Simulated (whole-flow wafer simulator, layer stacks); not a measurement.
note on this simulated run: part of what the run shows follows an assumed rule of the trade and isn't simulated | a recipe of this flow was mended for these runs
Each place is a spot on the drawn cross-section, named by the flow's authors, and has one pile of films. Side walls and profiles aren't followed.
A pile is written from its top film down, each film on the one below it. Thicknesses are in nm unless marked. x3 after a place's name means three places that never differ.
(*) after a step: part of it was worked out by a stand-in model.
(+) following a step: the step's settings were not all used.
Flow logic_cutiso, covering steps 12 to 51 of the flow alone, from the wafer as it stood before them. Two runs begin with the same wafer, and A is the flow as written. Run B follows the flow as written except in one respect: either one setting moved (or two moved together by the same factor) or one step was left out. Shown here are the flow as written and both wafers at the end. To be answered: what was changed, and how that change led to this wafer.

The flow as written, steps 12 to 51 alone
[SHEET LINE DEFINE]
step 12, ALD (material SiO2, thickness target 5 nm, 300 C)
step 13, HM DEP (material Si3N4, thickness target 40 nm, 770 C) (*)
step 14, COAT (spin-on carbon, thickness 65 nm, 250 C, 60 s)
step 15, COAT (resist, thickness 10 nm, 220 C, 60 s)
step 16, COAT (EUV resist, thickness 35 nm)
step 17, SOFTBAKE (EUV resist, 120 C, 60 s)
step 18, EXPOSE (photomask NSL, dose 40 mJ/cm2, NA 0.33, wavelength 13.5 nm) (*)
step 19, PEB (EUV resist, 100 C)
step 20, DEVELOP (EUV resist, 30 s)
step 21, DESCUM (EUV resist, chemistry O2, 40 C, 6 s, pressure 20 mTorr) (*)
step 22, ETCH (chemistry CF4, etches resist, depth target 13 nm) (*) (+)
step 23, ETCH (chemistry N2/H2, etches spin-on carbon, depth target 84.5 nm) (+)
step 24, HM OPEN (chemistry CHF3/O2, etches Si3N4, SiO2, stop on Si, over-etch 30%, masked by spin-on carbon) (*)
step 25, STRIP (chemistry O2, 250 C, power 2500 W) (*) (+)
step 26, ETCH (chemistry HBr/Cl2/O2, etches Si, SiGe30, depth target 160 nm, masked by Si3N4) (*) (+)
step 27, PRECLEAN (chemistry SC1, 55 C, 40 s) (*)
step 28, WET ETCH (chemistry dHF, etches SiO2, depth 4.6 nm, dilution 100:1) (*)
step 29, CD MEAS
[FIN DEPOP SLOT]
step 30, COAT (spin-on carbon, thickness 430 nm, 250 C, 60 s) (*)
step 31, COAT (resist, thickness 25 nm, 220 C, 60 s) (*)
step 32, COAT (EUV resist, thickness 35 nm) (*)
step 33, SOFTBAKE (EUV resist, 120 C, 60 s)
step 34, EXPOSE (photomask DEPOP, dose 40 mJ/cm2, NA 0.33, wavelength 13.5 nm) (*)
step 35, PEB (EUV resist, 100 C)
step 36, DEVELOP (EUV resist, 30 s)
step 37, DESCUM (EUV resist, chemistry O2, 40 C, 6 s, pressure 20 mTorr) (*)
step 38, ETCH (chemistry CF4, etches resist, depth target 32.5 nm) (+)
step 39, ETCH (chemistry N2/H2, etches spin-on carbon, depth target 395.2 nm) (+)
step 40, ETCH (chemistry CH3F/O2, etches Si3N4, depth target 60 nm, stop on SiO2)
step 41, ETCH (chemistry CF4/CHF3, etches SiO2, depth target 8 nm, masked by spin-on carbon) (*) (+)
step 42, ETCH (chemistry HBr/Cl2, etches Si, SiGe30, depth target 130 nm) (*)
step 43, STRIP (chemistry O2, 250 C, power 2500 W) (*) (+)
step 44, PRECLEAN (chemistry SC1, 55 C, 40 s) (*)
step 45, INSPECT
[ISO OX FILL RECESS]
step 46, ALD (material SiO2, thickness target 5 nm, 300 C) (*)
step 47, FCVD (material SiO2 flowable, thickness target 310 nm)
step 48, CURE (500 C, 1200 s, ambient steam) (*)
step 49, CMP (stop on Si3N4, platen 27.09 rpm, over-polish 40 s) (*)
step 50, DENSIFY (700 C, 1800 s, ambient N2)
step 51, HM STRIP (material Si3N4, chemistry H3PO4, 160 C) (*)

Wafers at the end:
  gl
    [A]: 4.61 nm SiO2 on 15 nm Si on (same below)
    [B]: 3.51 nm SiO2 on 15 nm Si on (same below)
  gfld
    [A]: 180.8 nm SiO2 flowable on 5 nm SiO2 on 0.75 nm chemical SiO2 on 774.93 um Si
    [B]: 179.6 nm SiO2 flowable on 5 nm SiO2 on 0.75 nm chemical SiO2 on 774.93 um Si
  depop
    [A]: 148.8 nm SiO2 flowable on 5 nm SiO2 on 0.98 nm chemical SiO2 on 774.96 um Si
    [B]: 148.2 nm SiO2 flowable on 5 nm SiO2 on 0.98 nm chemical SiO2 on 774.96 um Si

Cause: step 12, ALD: thickness target 3.9 nm was run, though the flow has thickness target 5 nm.

How this came from the change, step by step:
  step 12, ALD (material SiO2, thickness target 5 nm, 300 C)
      depop, dpovl, gfld and 19 more: A SiO2 gains 5 (new film) | B SiO2 gains 3.9 (new film)
  step 24, HM OPEN (chemistry CHF3/O2, etches Si3N4, SiO2, stop on Si, over-etch 30%, masked by spin-on carbon) (*)
      depop, gl, glp and 12 more: A resist loses 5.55 (all of it), spin-on carbon loses 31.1 | B resist loses 5.55 (all of it), spin-on carbon loses 30.1
      dpovl, gfld, gxf, iso, isow, lnri, nsgap: A Si3N4 loses 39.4 (all of it), SiO2 loses 5 (all of it), Si loses 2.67 | B Si3N4 loses 39.4 (all of it), SiO2 loses 3.9 (all of it), Si loses 2.6
  step 25, STRIP (chemistry O2, 250 C, power 2500 W) (*) (+)
      depop, gl, glp and 12 more: A spin-on carbon loses 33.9 (all of it) | B spin-on carbon loses 34.9 (all of it)
  step 41, ETCH (chemistry CF4/CHF3, etches SiO2, depth target 8 nm, masked by spin-on carbon) (*) (+)
      depop: A SiO2 loses 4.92 (all of it), Si loses 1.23 | B SiO2 loses 3.82 (all of it), Si loses 1.67
